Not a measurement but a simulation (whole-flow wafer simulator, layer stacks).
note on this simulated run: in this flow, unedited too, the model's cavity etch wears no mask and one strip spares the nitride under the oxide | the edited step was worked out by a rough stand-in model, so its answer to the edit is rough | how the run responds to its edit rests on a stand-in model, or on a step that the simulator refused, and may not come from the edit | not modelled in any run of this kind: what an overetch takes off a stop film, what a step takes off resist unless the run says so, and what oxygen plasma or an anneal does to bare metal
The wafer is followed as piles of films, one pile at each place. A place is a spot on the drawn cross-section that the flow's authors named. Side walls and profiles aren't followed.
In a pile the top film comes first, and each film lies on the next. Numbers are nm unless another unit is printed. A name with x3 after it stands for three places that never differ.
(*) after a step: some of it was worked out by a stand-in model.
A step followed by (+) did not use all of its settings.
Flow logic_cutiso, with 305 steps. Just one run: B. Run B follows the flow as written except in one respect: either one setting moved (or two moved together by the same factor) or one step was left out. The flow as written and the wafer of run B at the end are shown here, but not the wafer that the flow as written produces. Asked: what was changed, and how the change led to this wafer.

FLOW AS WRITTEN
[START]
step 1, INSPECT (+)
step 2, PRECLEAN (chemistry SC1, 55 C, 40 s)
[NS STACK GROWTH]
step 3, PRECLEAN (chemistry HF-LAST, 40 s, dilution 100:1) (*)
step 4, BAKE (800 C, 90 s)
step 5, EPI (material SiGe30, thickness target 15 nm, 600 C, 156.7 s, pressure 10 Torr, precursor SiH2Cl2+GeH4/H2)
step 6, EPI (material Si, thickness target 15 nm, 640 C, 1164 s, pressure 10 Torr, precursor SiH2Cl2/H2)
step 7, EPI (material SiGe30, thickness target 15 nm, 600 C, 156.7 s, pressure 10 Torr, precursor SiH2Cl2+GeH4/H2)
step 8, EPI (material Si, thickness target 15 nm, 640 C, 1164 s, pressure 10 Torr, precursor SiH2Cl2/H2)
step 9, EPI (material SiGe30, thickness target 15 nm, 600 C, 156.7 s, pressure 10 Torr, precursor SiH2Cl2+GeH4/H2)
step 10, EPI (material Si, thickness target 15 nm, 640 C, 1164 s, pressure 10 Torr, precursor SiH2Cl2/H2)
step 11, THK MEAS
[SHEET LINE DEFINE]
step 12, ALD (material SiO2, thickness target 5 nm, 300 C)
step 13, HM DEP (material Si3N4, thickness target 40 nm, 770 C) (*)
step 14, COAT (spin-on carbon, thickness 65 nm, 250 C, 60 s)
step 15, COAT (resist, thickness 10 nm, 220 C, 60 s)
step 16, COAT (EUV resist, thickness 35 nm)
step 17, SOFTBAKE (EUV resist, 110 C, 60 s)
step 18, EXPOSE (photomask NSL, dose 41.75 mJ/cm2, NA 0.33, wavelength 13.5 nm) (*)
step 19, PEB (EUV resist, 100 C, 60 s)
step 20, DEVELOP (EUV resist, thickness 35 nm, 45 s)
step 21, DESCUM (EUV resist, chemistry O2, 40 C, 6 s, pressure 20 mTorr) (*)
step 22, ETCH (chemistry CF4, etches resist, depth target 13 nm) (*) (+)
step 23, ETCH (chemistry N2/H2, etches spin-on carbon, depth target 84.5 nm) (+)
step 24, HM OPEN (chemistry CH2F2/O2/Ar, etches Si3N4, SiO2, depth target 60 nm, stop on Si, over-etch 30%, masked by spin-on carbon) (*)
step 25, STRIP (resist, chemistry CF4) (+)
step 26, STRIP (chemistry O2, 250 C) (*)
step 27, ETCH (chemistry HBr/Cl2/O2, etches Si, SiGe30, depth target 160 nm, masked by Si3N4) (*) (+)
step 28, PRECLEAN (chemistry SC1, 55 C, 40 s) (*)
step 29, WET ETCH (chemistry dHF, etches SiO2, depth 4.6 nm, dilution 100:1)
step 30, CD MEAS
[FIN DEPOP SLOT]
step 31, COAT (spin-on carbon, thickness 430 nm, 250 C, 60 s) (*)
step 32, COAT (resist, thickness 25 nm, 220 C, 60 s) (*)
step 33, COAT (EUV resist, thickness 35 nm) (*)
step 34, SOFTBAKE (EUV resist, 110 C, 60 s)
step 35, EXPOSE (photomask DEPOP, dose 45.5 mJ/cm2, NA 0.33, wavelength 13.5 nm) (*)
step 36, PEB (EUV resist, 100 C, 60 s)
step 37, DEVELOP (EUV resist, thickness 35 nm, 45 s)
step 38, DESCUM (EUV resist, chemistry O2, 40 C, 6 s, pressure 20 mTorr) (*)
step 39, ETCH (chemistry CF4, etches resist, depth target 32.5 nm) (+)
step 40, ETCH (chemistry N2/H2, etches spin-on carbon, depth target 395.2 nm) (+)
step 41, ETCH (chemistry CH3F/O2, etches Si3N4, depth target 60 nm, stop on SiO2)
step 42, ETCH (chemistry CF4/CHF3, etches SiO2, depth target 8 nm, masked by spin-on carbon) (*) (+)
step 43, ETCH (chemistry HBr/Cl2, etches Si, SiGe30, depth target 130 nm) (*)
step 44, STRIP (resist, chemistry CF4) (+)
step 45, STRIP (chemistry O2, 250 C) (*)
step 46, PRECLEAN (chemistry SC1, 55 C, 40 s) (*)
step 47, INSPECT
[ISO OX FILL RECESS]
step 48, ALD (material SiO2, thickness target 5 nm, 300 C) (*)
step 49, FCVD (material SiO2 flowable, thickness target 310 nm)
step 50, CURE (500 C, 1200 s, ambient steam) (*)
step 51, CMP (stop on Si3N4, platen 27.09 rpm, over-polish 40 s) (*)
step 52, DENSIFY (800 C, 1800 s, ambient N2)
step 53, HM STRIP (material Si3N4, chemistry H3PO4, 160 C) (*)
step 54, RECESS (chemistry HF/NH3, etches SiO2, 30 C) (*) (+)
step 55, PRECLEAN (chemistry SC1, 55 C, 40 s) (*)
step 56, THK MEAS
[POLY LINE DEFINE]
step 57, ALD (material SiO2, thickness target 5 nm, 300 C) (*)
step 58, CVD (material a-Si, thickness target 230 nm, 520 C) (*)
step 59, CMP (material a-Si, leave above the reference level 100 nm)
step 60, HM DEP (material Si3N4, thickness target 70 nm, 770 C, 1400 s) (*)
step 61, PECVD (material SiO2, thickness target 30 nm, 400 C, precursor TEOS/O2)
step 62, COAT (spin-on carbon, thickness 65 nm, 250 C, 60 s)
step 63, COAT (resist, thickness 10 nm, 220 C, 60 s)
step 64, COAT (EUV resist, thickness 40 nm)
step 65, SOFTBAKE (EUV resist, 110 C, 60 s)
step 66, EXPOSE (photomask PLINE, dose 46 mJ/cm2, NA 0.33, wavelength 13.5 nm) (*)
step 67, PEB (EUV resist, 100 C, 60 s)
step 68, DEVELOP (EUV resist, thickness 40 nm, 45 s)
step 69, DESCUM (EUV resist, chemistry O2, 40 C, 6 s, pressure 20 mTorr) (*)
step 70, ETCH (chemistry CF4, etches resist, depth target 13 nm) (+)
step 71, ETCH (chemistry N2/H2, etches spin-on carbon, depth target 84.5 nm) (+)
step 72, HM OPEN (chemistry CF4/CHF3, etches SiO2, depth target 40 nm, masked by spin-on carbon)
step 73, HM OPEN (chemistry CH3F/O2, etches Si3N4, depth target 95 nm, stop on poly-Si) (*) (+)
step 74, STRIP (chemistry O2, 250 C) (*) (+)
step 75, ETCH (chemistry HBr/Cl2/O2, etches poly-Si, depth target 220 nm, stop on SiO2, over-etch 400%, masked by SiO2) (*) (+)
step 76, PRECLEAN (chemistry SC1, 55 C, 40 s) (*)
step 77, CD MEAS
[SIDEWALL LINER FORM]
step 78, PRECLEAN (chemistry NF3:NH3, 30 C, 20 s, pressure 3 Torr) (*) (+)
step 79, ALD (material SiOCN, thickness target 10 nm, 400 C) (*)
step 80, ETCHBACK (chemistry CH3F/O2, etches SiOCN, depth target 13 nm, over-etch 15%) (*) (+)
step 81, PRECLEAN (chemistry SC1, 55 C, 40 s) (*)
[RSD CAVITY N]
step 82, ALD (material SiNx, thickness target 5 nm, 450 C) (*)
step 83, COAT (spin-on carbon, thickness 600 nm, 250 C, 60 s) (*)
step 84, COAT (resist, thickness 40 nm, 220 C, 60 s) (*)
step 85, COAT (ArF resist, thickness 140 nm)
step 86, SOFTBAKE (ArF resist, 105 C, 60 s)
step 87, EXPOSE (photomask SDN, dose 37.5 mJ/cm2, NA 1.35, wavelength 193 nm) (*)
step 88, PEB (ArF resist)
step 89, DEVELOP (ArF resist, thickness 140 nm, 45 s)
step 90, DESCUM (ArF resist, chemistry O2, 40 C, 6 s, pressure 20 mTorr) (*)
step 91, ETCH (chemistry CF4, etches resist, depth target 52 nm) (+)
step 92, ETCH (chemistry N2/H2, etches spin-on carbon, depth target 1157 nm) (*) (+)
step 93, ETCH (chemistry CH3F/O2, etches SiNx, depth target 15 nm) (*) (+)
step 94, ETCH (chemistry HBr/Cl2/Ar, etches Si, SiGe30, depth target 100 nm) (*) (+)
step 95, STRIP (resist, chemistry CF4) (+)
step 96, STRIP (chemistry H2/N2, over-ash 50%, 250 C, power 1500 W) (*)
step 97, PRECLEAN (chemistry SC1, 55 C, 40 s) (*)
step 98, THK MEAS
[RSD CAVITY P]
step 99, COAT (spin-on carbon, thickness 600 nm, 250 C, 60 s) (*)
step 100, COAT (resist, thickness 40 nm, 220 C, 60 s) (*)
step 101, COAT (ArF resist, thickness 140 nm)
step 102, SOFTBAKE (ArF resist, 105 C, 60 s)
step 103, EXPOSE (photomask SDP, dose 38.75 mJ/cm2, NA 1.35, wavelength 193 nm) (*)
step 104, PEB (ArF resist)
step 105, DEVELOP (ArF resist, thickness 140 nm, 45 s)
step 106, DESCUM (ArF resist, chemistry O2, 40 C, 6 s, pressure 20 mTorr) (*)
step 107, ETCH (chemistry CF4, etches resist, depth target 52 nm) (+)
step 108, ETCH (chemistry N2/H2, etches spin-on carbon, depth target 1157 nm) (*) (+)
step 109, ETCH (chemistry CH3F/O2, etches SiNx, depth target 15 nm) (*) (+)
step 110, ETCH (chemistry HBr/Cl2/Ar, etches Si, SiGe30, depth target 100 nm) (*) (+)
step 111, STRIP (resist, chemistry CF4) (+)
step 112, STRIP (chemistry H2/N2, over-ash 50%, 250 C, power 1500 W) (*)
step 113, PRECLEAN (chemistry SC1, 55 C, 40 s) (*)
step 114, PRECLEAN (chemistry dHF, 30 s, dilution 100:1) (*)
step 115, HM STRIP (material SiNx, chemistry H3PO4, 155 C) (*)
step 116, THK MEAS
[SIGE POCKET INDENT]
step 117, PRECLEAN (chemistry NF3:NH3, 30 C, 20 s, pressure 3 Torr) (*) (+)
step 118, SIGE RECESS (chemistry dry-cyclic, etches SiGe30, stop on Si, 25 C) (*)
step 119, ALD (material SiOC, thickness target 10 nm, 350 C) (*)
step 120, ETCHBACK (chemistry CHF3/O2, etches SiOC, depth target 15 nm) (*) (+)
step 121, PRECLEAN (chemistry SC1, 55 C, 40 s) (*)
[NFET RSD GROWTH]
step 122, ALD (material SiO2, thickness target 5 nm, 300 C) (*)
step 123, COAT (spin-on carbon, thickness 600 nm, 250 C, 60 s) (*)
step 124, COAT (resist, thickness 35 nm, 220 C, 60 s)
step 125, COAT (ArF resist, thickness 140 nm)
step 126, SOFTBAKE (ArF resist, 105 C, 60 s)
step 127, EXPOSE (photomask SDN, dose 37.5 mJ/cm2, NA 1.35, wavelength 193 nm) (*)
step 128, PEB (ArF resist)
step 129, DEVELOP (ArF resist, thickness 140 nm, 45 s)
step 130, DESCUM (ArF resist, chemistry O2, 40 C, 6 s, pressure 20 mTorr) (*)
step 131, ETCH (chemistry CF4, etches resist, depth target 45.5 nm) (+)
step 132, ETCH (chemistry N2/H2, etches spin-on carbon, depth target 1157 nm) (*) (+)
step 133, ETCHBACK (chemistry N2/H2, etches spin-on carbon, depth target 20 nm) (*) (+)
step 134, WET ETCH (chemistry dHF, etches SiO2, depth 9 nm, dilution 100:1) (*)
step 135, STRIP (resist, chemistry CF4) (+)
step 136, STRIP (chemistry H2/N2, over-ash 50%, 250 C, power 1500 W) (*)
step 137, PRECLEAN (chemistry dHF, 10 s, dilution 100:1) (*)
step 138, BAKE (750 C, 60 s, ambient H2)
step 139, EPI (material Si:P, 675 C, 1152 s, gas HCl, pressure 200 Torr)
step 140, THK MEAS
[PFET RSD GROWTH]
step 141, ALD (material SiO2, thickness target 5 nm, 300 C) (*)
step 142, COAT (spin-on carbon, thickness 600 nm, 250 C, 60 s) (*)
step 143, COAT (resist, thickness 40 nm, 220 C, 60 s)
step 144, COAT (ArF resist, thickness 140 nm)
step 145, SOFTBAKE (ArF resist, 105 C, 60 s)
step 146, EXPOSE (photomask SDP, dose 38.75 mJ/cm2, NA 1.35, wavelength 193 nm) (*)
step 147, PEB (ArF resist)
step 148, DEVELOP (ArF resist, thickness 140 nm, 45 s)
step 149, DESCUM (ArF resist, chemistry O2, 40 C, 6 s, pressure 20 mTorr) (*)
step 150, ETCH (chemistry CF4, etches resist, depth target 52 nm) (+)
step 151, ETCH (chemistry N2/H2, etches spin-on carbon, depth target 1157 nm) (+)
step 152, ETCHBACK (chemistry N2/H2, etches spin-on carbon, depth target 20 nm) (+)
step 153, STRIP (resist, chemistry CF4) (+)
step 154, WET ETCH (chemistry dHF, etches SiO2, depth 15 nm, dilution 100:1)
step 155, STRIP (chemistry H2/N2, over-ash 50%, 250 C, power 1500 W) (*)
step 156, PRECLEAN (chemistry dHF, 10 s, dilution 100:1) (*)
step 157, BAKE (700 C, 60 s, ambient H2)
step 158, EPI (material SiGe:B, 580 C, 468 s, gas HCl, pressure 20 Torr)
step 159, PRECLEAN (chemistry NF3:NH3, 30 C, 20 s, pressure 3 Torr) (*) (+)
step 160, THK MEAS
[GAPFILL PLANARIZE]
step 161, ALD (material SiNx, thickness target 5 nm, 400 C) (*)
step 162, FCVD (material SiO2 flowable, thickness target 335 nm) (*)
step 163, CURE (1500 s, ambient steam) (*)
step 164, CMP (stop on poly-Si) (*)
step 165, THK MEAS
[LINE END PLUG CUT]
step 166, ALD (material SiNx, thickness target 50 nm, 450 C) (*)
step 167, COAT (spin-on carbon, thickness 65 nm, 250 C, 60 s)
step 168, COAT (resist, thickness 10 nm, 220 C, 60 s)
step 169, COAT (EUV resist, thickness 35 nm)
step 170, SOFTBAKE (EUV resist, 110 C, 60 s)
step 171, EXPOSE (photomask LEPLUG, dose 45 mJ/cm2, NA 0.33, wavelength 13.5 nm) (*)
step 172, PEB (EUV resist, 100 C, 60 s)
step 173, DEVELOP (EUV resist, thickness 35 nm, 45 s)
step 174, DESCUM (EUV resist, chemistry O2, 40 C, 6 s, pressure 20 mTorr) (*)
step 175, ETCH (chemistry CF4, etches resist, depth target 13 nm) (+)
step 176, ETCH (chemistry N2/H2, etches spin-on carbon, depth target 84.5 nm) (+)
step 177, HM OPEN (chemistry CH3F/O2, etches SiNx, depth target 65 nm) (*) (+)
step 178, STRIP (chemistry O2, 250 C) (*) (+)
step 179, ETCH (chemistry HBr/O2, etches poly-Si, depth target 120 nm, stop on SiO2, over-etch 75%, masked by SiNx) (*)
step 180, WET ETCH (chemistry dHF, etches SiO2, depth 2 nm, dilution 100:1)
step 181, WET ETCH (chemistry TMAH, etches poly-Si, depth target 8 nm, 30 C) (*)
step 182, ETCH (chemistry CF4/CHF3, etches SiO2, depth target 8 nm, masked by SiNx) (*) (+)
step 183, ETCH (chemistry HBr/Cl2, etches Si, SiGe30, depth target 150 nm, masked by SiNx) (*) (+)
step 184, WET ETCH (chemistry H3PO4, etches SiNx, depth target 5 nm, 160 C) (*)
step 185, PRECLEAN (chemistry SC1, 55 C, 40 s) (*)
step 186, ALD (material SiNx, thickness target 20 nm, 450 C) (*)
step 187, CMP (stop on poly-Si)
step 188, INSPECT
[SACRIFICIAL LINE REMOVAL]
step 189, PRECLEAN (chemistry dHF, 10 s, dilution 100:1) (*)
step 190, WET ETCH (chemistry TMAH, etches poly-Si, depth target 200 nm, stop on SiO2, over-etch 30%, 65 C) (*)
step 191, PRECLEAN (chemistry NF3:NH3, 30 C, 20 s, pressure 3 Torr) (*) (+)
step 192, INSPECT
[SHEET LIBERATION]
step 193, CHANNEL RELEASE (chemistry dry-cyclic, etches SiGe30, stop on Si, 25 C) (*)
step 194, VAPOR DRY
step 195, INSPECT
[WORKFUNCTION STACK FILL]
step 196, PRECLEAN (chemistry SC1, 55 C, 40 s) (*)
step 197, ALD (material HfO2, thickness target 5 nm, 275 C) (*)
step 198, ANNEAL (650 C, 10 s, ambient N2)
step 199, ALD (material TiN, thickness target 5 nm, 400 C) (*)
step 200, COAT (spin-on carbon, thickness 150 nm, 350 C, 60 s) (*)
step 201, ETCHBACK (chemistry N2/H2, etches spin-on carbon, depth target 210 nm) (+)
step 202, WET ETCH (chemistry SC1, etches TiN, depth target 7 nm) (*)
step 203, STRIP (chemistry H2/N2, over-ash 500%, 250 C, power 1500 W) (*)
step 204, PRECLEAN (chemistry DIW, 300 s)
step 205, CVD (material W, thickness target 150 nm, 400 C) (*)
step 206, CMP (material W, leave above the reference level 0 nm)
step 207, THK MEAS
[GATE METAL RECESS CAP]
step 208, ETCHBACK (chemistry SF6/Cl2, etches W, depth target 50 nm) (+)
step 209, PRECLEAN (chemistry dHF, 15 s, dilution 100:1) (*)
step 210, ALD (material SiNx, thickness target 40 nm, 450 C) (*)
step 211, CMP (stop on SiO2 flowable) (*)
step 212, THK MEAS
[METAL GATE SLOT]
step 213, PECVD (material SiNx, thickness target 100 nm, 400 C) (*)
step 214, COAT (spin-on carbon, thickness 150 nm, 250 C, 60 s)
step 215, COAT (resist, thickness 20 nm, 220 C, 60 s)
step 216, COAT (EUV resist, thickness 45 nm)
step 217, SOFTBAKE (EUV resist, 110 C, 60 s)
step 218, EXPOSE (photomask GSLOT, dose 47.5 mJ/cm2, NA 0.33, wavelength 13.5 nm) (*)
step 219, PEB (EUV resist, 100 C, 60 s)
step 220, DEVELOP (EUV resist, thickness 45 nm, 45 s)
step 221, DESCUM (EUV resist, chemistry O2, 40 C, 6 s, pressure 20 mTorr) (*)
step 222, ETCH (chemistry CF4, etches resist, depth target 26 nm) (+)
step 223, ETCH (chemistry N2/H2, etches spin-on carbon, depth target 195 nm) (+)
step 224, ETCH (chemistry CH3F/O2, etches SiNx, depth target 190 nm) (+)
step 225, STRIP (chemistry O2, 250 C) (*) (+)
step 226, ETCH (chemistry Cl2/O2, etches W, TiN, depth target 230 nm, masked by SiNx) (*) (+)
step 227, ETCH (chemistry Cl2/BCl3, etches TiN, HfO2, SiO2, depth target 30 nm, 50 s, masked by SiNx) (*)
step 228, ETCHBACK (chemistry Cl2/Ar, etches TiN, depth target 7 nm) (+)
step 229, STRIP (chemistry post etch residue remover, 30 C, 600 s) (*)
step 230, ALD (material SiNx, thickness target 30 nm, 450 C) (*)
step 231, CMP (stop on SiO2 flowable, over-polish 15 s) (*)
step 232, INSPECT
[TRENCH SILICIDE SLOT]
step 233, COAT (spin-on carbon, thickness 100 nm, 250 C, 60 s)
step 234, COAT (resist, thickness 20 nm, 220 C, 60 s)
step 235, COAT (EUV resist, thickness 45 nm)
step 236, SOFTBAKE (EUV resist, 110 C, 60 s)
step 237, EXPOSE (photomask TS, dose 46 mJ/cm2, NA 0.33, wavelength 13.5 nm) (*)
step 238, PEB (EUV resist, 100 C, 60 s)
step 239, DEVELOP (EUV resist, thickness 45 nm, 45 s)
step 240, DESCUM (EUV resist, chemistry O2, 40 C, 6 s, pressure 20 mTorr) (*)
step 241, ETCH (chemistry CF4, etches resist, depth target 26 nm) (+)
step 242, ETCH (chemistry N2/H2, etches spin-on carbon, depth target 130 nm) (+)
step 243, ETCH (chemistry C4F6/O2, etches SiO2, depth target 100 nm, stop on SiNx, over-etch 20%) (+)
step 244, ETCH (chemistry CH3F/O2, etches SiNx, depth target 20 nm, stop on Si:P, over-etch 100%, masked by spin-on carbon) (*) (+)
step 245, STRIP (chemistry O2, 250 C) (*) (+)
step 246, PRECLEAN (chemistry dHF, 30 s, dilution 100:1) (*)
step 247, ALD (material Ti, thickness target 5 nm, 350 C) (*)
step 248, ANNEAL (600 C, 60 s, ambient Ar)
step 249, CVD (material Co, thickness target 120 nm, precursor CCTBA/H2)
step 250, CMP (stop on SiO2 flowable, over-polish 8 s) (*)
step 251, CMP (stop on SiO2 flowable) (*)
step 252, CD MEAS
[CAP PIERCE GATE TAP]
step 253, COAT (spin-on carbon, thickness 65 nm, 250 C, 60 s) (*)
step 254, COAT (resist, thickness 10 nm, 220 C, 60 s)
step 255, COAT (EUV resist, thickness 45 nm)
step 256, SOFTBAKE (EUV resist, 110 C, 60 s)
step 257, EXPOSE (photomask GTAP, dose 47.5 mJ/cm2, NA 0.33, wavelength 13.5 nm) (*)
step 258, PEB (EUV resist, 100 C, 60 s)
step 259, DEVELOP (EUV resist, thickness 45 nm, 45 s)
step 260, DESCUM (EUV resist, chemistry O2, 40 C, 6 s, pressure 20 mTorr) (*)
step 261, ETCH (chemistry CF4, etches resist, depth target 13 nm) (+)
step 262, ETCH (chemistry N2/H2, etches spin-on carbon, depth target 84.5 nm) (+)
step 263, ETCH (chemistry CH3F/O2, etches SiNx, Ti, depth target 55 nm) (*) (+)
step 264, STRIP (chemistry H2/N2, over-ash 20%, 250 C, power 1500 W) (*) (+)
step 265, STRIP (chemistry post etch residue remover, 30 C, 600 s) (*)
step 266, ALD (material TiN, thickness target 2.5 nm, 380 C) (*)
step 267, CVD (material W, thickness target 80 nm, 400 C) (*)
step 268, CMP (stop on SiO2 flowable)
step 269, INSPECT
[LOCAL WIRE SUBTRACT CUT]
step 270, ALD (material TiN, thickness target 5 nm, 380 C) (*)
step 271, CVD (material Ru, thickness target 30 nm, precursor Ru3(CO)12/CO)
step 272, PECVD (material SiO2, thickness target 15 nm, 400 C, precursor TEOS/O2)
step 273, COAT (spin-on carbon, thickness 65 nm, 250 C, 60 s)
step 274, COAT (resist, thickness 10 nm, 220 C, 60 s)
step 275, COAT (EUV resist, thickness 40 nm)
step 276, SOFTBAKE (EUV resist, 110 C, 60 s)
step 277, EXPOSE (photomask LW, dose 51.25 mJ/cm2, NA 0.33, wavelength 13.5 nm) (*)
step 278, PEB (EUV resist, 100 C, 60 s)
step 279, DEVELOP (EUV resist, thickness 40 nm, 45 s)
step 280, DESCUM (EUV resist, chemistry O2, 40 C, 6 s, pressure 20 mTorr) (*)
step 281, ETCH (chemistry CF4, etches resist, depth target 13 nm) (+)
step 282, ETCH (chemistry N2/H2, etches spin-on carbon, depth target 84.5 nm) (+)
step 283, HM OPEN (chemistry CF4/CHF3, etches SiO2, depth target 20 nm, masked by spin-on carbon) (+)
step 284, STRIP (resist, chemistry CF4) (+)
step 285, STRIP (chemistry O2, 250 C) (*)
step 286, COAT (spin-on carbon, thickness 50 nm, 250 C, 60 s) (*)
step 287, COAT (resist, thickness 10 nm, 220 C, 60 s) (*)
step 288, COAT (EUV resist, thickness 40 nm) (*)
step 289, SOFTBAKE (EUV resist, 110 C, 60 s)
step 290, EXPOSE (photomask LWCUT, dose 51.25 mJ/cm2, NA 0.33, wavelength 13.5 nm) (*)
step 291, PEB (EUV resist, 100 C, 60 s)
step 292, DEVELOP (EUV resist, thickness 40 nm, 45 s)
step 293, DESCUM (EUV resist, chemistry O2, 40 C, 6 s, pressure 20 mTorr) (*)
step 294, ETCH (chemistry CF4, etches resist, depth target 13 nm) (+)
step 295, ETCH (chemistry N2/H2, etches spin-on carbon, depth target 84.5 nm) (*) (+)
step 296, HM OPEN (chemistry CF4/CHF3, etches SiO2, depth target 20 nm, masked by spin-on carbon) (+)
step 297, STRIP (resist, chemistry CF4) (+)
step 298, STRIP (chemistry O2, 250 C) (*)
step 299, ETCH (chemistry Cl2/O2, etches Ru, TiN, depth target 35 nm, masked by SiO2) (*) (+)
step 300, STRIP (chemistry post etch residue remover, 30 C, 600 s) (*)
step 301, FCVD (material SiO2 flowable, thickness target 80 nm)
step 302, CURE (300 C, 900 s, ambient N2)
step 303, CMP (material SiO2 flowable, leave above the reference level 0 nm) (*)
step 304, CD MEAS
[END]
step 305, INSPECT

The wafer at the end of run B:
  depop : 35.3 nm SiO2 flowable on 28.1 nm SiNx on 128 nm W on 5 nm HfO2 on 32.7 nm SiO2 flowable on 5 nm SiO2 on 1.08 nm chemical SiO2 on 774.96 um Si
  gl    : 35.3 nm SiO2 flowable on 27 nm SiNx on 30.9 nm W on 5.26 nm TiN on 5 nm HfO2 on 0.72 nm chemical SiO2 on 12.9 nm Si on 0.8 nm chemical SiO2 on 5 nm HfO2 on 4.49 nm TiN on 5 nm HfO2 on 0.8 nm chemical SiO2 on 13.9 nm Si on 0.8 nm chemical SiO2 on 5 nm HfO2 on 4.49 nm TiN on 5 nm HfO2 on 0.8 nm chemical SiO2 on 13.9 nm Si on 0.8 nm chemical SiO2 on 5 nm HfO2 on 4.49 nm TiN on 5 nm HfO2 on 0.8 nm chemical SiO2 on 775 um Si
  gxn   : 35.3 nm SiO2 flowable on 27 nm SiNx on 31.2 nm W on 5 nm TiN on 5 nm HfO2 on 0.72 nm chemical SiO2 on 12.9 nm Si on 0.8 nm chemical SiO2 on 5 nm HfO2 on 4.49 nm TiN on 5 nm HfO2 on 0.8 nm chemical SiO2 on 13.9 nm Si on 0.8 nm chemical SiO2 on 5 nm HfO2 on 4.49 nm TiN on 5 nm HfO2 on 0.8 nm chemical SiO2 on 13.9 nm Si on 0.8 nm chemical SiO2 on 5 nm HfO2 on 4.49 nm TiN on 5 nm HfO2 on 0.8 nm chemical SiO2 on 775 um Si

Cause: step 163, CURE: 600 s was run, though the flow has 1500 s.

Step by step, how the change led to this:
  step 163, CURE (1500 s, ambient steam) (*)
      depop, dpovl, isow, ns, nsgap: SiO2 flowable loses 7 (in the flow as written it would be: SiO2 flowable loses 8.24)
      gfld, iso, lnri: SiO2 flowable loses 6.46 (in the flow as written it would be: SiO2 flowable loses 7.46)
      (also at 14 further places)
  step 246, PRECLEAN (chemistry dHF, 30 s, dilution 100:1) (*)
      iso: SiO2 flowable loses 10 (in the flow as written it would be: SiO2 flowable loses 9.13)
      rsdx: SiO2 flowable loses 9.31 (in the flow as written it would be: SiO2 flowable loses 8.73)
  step 250, CMP (stop on SiO2 flowable, over-polish 8 s) (*)
      rsdx: Co loses 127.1 (in the flow as written it would be: Co loses 127.9 (all of it))
  step 251, CMP (stop on SiO2 flowable) (*)
      rsdx: Co loses 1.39 (all of it), Ti loses 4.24 (in the flow as written it would be: Ti loses 5 (all of it))
      iso: Co loses 2.08 (all of it), Ti loses 3.55 (in the flow as written it would be: Co loses 1.22 (all of it), Ti loses 4.34)
  step 265, STRIP (chemistry post etch residue remover, 30 C, 600 s) (*)
      rsdx: Ti loses 0.76 (all of it) (in the flow as written it would be: nothing)
      iso: Ti loses 1.45 (all of it) (in the flow as written it would be: Ti loses 0.66 (all of it))
  step 268, CMP (stop on SiO2 flowable)
      depop, dpovl, gfld and 9 more: W loses 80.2 (all of it), TiN loses 2.5 (all of it), SiNx loses 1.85 (in the flow as written it would be: W loses 80.2 (all of it), TiN loses 2.5 (all of it), SiNx loses 0.98)
      lnr, lnri, lnrp, lnrt: W loses 80 (all of it), TiN loses 2.5 (all of it), SiOCN loses 2.08 (in the flow as written it would be: W loses 80 (all of it), TiN loses 2.5 (all of it), SiOCN loses 1.22)
      (also at 3 further places)
